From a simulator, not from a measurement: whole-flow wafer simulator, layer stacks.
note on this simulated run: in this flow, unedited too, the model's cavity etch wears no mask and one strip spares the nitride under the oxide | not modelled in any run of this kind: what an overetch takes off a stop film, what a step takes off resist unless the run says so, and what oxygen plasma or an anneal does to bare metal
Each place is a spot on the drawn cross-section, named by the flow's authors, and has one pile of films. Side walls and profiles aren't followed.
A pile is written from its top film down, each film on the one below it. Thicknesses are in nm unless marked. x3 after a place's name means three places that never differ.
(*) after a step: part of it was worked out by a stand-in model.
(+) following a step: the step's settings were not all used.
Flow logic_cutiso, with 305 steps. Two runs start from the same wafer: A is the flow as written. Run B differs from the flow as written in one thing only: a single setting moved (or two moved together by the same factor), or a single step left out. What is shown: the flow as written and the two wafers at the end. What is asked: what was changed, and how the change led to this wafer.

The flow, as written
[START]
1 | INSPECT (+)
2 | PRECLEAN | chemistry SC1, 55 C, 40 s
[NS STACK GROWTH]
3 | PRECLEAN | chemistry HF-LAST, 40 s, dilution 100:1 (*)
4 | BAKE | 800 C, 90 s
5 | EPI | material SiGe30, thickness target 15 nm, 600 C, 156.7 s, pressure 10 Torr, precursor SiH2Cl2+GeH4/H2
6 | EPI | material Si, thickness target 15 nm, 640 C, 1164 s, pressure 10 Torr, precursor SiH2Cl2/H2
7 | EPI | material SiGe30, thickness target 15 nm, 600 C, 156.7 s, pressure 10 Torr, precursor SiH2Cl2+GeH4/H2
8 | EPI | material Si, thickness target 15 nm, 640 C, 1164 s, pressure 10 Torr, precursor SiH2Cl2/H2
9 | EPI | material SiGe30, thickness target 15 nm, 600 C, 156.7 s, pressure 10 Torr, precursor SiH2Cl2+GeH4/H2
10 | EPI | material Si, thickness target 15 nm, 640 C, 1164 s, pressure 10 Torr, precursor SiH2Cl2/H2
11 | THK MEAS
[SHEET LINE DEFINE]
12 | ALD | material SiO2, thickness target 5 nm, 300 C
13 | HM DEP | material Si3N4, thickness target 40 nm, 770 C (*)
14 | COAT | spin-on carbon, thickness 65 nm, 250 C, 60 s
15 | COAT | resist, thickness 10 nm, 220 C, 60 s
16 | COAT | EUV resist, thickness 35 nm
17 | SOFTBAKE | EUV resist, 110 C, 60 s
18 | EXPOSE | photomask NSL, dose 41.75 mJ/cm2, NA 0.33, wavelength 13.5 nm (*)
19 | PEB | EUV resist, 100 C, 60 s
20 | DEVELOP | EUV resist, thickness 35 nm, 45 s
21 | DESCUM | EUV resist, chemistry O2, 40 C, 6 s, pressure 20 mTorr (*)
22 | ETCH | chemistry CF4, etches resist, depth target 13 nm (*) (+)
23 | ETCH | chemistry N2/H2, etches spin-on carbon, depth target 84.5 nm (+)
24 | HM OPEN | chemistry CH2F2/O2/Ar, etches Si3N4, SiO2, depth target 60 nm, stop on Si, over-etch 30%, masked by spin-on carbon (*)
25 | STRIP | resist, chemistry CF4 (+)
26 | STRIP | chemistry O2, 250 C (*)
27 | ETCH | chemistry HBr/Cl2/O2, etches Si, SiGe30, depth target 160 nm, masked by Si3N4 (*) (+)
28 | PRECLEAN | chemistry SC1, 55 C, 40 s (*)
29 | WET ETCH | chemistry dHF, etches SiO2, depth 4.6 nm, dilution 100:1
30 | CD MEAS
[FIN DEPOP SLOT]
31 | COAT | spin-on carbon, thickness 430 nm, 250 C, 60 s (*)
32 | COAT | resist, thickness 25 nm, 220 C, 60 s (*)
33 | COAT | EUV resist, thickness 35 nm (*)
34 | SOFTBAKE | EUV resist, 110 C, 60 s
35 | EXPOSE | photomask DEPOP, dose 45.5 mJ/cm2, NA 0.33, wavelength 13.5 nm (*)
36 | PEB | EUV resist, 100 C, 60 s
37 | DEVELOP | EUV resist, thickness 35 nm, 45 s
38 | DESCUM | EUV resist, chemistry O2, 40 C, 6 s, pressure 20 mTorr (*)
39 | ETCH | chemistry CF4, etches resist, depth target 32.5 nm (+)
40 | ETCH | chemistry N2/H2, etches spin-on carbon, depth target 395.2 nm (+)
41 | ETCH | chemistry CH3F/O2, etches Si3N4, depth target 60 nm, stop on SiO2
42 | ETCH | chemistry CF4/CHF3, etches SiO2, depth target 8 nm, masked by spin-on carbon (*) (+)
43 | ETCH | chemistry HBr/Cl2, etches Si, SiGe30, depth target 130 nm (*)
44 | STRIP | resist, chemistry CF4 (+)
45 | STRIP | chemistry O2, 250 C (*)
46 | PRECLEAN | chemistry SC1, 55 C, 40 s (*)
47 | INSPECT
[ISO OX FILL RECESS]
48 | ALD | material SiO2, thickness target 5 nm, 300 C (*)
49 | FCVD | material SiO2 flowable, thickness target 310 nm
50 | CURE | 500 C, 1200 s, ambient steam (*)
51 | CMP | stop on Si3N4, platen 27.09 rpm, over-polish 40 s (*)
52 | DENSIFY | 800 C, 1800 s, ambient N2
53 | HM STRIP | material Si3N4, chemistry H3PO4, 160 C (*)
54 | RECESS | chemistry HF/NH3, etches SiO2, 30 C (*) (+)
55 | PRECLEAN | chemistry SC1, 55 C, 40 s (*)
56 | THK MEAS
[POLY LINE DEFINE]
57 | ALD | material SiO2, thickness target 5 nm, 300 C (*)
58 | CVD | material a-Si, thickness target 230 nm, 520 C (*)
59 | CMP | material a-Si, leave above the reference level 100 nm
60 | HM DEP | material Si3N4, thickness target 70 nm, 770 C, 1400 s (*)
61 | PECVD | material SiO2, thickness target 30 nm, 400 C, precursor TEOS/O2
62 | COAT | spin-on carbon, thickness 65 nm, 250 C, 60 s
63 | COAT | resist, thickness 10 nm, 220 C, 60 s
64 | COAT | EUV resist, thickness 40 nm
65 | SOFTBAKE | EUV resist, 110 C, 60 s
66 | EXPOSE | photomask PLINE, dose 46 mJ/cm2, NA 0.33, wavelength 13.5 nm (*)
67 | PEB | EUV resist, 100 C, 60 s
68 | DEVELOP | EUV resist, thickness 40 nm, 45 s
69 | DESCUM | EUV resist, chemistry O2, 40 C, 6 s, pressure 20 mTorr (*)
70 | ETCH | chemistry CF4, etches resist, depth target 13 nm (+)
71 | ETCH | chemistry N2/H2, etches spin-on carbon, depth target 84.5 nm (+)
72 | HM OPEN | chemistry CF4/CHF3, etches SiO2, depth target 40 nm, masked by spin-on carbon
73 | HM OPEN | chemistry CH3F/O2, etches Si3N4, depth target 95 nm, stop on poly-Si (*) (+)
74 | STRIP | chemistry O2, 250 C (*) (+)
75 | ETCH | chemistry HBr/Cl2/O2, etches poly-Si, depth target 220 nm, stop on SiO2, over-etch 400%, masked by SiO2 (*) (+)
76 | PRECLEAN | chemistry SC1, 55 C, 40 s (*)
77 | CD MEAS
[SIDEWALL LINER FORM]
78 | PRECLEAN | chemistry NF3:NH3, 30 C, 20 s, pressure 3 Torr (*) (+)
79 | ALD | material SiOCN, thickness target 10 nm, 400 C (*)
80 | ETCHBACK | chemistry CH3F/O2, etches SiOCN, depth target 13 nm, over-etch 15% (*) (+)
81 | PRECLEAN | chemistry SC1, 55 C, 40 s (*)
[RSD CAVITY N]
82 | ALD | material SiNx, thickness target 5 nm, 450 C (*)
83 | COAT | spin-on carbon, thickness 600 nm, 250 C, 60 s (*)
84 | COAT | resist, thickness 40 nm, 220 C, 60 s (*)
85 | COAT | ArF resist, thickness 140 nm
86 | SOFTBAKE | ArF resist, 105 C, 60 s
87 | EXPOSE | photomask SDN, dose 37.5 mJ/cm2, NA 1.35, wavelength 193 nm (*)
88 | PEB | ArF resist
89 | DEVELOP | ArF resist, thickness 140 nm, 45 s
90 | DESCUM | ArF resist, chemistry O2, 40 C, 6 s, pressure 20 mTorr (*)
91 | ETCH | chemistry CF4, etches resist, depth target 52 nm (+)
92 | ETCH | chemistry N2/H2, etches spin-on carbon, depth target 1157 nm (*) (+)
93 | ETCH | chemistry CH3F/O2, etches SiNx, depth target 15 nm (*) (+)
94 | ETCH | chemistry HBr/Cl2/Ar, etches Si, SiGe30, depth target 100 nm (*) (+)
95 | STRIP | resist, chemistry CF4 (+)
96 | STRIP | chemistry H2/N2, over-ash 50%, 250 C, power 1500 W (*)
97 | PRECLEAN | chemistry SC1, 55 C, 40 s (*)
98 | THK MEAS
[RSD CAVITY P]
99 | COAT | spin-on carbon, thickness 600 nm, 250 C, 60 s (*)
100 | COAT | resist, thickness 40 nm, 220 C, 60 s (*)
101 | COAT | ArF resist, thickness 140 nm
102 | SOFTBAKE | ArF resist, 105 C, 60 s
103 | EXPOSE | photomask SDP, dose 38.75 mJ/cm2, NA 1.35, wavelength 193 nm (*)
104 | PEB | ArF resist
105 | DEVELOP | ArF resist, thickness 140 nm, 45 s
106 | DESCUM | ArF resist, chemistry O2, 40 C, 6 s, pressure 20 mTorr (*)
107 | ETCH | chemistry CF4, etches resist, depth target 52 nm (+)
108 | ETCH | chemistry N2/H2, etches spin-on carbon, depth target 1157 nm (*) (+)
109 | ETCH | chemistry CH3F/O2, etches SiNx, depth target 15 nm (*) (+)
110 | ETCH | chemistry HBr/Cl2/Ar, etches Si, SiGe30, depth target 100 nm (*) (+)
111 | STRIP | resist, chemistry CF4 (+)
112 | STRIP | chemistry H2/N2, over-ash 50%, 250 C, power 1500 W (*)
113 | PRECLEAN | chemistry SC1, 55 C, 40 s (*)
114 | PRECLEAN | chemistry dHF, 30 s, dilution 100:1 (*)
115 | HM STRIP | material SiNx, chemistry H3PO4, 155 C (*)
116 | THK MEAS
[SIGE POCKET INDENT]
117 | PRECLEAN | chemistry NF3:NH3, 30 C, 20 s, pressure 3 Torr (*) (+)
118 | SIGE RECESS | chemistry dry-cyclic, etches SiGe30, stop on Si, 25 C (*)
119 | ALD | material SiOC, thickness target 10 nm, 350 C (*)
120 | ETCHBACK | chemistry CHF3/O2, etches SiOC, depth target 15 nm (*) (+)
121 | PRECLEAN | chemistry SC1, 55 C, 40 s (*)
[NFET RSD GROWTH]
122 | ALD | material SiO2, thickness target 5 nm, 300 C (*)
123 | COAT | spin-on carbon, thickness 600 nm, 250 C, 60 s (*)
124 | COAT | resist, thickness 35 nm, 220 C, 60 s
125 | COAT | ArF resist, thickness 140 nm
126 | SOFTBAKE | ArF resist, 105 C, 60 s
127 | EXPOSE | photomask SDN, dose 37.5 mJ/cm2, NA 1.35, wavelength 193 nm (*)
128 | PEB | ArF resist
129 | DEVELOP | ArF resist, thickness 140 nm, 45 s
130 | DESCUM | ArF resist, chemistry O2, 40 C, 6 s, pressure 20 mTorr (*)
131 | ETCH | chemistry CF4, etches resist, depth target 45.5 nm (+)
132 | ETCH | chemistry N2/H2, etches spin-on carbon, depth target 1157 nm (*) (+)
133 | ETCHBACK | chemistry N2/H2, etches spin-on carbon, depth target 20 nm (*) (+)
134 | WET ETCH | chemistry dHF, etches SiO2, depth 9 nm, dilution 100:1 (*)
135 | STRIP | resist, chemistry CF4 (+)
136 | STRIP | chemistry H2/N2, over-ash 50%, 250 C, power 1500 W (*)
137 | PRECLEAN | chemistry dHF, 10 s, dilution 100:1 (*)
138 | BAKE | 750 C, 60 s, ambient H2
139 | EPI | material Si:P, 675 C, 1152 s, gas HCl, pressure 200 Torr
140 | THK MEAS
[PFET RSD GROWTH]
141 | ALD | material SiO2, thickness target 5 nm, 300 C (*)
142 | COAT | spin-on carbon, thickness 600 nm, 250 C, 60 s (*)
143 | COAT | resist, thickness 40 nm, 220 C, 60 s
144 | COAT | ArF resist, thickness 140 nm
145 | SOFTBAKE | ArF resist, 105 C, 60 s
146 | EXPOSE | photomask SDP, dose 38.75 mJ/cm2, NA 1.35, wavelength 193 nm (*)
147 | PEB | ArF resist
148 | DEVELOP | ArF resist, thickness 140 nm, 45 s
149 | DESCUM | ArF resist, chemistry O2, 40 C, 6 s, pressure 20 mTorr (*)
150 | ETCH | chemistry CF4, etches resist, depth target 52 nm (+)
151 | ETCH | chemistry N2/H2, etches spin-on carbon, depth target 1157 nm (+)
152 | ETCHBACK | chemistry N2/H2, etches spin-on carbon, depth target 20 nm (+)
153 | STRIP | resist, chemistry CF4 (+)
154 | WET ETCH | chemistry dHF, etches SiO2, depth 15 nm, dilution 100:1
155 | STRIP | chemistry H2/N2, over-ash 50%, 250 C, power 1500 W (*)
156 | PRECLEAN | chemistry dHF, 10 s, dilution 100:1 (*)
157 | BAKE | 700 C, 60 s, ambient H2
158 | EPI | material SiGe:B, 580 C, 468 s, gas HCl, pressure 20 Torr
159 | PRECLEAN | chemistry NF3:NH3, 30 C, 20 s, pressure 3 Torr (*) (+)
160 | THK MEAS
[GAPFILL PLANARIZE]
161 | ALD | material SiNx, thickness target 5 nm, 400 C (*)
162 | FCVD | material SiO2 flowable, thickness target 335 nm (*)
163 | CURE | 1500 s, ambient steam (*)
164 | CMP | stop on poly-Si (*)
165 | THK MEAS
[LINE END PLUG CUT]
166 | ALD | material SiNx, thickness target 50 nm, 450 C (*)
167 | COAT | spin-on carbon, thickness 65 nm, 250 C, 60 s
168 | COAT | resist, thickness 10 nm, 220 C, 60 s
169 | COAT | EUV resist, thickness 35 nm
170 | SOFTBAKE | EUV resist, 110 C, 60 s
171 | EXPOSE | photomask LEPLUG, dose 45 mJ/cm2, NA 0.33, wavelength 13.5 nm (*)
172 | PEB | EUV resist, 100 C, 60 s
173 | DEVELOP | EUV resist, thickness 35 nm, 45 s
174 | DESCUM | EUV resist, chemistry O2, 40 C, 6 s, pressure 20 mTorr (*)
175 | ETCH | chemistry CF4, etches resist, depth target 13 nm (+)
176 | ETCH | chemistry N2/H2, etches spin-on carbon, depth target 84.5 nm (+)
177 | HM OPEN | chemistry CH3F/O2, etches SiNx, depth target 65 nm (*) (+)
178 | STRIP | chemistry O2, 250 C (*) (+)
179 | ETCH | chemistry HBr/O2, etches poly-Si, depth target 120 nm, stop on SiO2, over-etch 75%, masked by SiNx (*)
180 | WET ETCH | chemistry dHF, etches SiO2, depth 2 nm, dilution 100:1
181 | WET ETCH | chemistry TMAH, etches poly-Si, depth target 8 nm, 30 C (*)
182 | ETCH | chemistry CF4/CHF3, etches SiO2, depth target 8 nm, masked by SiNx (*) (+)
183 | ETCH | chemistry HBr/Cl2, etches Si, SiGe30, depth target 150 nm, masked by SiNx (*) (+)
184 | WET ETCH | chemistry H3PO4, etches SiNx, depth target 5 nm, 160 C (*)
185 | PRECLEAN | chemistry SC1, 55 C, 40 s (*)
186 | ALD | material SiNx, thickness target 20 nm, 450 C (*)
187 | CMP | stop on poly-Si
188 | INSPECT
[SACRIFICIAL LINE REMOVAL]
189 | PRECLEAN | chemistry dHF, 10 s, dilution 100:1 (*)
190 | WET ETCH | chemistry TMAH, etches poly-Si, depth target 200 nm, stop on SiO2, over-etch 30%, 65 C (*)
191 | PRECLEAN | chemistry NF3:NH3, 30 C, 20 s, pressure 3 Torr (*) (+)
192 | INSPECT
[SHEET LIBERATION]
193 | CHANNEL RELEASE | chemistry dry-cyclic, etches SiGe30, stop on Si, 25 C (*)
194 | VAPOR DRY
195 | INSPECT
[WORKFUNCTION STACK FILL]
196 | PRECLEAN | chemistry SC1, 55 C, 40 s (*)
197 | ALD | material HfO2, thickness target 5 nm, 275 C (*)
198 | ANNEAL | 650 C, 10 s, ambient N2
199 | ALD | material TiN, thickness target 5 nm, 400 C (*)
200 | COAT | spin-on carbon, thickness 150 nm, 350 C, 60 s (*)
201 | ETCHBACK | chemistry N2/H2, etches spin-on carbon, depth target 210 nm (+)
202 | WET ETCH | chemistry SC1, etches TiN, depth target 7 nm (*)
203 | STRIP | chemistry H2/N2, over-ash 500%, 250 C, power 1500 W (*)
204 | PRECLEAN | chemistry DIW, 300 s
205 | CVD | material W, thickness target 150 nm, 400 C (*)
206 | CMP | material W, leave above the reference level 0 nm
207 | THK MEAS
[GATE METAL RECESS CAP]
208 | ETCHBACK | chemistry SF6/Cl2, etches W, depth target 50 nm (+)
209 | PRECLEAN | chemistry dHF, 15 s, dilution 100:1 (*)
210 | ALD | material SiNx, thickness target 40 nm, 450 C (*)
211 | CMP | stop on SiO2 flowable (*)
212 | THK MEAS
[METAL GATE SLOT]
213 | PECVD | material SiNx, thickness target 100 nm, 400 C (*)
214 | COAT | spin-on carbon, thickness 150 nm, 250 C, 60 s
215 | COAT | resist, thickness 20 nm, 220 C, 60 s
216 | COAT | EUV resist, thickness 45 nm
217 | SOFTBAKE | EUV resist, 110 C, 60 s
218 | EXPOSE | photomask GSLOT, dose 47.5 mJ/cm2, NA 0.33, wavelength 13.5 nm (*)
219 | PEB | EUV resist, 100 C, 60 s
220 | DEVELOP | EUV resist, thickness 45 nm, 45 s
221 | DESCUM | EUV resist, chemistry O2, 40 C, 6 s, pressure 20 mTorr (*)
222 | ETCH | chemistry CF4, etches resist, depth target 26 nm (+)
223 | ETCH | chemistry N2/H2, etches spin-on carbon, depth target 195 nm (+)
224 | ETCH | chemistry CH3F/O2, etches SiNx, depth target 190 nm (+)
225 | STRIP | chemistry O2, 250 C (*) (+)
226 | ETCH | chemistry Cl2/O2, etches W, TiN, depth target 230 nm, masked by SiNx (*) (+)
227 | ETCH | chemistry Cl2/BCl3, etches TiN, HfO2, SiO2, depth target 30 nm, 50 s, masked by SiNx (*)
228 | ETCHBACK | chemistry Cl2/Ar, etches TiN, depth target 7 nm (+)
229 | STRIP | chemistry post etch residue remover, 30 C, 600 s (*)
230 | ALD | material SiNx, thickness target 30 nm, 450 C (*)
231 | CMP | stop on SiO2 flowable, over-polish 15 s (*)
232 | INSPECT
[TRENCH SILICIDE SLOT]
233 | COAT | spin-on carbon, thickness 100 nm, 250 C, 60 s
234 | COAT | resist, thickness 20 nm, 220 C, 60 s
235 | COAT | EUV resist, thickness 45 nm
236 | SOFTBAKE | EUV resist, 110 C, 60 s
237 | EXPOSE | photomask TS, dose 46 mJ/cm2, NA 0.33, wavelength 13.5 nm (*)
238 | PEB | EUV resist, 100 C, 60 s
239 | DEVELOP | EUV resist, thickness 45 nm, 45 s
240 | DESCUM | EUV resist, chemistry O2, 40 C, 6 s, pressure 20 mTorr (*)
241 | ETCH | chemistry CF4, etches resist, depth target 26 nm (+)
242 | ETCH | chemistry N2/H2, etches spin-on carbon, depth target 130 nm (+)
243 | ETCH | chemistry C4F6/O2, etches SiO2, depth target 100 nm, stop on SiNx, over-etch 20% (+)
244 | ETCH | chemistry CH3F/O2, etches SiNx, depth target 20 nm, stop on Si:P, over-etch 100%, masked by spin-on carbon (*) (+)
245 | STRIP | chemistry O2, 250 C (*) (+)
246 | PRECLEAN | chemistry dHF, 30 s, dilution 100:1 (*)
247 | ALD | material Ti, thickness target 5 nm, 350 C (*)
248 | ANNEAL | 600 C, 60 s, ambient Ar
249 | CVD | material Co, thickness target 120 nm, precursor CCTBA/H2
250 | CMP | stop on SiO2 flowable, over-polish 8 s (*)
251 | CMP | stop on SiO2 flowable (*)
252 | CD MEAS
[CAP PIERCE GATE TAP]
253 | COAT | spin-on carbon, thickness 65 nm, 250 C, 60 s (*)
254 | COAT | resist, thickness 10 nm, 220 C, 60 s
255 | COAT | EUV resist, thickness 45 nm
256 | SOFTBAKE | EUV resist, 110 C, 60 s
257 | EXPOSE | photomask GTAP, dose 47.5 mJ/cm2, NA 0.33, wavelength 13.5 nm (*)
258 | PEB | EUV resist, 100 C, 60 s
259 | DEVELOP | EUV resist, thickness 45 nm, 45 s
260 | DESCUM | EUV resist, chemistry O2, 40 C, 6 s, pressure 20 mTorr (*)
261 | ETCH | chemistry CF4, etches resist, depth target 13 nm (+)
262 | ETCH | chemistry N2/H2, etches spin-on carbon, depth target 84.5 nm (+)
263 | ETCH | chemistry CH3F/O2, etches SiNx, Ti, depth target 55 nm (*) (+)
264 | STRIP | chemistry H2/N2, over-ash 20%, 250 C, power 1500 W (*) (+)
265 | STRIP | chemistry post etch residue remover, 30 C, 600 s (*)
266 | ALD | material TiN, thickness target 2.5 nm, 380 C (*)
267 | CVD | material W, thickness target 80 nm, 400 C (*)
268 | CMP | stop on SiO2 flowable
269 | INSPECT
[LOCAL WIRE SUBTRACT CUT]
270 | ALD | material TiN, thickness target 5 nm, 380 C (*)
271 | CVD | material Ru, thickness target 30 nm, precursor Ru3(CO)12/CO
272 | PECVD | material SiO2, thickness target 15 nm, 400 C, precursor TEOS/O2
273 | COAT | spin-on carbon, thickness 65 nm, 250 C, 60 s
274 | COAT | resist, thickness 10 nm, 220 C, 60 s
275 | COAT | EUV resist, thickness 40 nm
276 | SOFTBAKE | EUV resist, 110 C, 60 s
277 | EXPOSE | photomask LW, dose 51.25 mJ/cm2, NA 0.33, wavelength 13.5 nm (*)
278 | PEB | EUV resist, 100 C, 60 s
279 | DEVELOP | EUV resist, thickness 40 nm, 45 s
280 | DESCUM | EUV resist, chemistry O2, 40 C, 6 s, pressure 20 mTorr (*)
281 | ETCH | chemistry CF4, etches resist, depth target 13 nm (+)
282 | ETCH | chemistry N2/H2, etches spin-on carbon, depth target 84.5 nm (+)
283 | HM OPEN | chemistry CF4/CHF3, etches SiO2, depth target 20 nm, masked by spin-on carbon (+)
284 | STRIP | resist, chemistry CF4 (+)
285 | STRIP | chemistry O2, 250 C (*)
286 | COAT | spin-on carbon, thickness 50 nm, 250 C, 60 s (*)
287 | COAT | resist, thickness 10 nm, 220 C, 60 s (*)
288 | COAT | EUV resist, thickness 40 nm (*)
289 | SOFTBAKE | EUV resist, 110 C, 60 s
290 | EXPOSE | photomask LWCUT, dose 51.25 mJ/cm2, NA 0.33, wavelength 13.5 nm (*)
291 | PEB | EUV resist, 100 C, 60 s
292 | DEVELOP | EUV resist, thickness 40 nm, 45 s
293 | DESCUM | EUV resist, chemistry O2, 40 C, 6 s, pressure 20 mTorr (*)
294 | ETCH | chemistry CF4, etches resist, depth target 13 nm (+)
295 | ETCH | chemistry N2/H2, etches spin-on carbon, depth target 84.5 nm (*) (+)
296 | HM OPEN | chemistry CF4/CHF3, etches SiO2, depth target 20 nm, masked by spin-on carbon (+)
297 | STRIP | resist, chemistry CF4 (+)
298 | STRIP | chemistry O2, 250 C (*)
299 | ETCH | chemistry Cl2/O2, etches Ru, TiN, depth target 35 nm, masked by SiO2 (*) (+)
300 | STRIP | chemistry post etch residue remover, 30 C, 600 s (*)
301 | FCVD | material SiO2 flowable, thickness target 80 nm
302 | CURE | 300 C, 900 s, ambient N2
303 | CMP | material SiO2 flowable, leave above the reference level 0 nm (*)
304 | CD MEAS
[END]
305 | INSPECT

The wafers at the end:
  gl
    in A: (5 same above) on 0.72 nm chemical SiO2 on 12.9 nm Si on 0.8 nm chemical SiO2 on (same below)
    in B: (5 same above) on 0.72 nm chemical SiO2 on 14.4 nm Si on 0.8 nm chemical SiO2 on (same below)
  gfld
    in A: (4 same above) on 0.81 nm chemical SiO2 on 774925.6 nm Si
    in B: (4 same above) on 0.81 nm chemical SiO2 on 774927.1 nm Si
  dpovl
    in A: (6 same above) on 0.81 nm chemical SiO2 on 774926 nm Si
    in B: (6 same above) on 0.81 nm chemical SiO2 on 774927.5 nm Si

The reason: step 10, EPI: 1281 s was run, though the flow has 1164 s.

Step by step, how the change led to this:
  10 | EPI | material Si, thickness target 15 nm, 640 C, 1164 s, pressure 10 Torr, precursor SiH2Cl2/H2
      depop, dpovl, gfld and 19 more: A +15 Si (new film) | B +16.5 Si (new film)
  27 | ETCH | chemistry HBr/Cl2/O2, etches Si, SiGe30, depth target 160 nm, masked by Si3N4 (*) (+)
      gfld, gxf, iso, lnri: A -0.79 chemical SiO2 (all of it), -11.4 Si (all of it), -15 SiGe30 (all of it), -15 Si (all of it), -15 SiGe30 (all of it), -15 Si (all of it), -15 SiGe30 (all of it), -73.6 Si | B -0.79 chemical SiO2 (all of it), -12.9 Si (all of it), -15 SiGe30 (all of it), -15 Si (all of it), -15 SiGe30 (all of it), -15 Si (all of it), -15 SiGe30 (all of it), -72.1 Si
      dpovl, nsgap: A -0.79 chemical SiO2 (all of it), -11.8 Si (all of it), -15 SiGe30 (all of it), -15 Si (all of it), -15 SiGe30 (all of it), -15 Si (all of it), -15 SiGe30 (all of it), -73.2 Si | B -0.79 chemical SiO2 (all of it), -13.3 Si (all of it), -15 SiGe30 (all of it), -15 Si (all of it), -15 SiGe30 (all of it), -15 Si (all of it), -15 SiGe30 (all of it), -71.7 Si
      (as well as at 1 more place)
  43 | ETCH | chemistry HBr/Cl2, etches Si, SiGe30, depth target 130 nm (*)
      depop: A -14 Si (all of it), -15 SiGe30 (all of it), -15 Si (all of it), -15 SiGe30 (all of it), -15 Si (all of it), -15 SiGe30 (all of it), -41 Si | B -15.5 Si (all of it), -15 SiGe30 (all of it), -15 Si (all of it), -15 SiGe30 (all of it), -15 Si (all of it), -15 SiGe30 (all of it), -39.5 Si
  94 | ETCH | chemistry HBr/Cl2/Ar, etches Si, SiGe30, depth target 100 nm (*) (+)
      rsdn, rsdx: A -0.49 chemical SiO2 (all of it), -12.8 Si (all of it), -15 SiGe30 (all of it), -15 Si (all of it), -15 SiGe30 (all of it), -15 Si (all of it), -15 SiGe30 (all of it), -12.2 Si | B -0.49 chemical SiO2 (all of it), -14.3 Si (all of it), -15 SiGe30 (all of it), -15 Si (all of it), -15 SiGe30 (all of it), -15 Si (all of it), -15 SiGe30 (all of it), -10.7 Si
  110 | ETCH | chemistry HBr/Cl2/Ar, etches Si, SiGe30, depth target 100 nm (*) (+)
      rsdp, rsdw: A -0.49 chemical SiO2 (all of it), -12.8 Si (all of it), -15 SiGe30 (all of it), -15 Si (all of it), -15 SiGe30 (all of it), -15 Si (all of it), -15 SiGe30 (all of it), -12.2 Si | B -0.49 chemical SiO2 (all of it), -14.3 Si (all of it), -15 SiGe30 (all of it), -15 Si (all of it), -15 SiGe30 (all of it), -15 Si (all of it), -15 SiGe30 (all of it), -10.7 Si
  183 | ETCH | chemistry HBr/Cl2, etches Si, SiGe30, depth target 150 nm, masked by SiNx (*) (+)
      plug: A -13.6 Si (all of it), -15 SiGe30 (all of it), -15 Si (all of it), -15 SiGe30 (all of it), -15 Si (all of it), -15 SiGe30 (all of it), -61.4 Si | B -15.1 Si (all of it), -15 SiGe30 (all of it), -15 Si (all of it), -15 SiGe30 (all of it), -15 Si (all of it), -15 SiGe30 (all of it), -59.9 Si
